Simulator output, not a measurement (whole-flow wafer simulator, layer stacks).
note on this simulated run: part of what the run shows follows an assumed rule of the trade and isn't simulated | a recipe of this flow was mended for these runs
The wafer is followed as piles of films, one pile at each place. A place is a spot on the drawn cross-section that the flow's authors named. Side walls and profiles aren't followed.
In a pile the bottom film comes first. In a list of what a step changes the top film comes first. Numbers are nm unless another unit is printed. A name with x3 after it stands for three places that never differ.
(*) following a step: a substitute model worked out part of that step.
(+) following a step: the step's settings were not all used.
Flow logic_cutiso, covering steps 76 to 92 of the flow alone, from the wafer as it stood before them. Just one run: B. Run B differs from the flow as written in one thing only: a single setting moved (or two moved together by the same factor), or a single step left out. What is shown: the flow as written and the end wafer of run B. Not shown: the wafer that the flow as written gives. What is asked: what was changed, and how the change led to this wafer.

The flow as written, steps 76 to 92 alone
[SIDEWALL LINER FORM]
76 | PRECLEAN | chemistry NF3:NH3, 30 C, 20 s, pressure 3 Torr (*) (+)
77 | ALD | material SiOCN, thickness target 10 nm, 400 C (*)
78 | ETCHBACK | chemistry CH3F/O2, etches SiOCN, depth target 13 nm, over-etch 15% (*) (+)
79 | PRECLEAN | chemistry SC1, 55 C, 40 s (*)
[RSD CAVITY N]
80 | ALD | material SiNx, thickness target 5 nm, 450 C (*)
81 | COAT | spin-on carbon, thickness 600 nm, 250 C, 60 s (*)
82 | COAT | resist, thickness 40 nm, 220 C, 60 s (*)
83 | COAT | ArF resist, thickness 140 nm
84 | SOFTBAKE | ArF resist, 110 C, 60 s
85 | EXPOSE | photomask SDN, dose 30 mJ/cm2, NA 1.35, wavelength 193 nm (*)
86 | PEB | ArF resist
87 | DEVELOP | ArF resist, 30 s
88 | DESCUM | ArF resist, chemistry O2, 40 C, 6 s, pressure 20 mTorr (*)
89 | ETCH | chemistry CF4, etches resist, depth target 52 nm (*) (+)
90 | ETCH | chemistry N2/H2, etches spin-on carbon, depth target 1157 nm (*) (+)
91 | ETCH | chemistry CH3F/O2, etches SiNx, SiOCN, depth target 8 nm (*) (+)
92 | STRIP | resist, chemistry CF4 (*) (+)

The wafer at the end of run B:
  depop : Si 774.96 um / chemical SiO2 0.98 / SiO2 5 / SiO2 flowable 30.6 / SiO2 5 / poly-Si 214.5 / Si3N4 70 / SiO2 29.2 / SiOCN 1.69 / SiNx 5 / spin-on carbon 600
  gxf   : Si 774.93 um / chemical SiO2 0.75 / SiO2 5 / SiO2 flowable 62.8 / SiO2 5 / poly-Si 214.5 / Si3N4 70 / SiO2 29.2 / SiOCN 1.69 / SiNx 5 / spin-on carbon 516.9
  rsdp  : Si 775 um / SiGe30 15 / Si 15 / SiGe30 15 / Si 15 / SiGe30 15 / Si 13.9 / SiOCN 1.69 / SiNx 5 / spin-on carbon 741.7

What caused this: step 78, ETCHBACK: depth target 8.3 nm was run, while the flow as written has depth target 13 nm.

How this came from the change, step by step:
  78 | ETCHBACK | chemistry CH3F/O2, etches SiOCN, depth target 13 nm, over-etch 15% (*) (+)
      depop, dpovl x3, gfld and 8 more: -8.3 SiOCN (it would be, as written: -10 SiOCN (all of it), -0.75 SiO2)
      rsdn, rsdp, rsdw, rsdx: -8.3 SiOCN (it would be, as written: -10 SiOCN (all of it), -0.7 Si)
      (as well as at 1 more place)
  91 | ETCH | chemistry CH3F/O2, etches SiNx, SiOCN, depth target 8 nm (*) (+)
      gl, gxn, tap: -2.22 SiNx (all of it), -1.69 SiOCN (all of it), -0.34 SiO2 (it would be, as written: -2.19 SiNx (all of it), -0.48 SiO2)
      rsdn, rsdx: -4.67 SiNx (all of it), -1.69 SiOCN (all of it), -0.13 Si (it would be, as written: -4.63 SiNx (all of it), -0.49 chemical SiO2 (all of it))
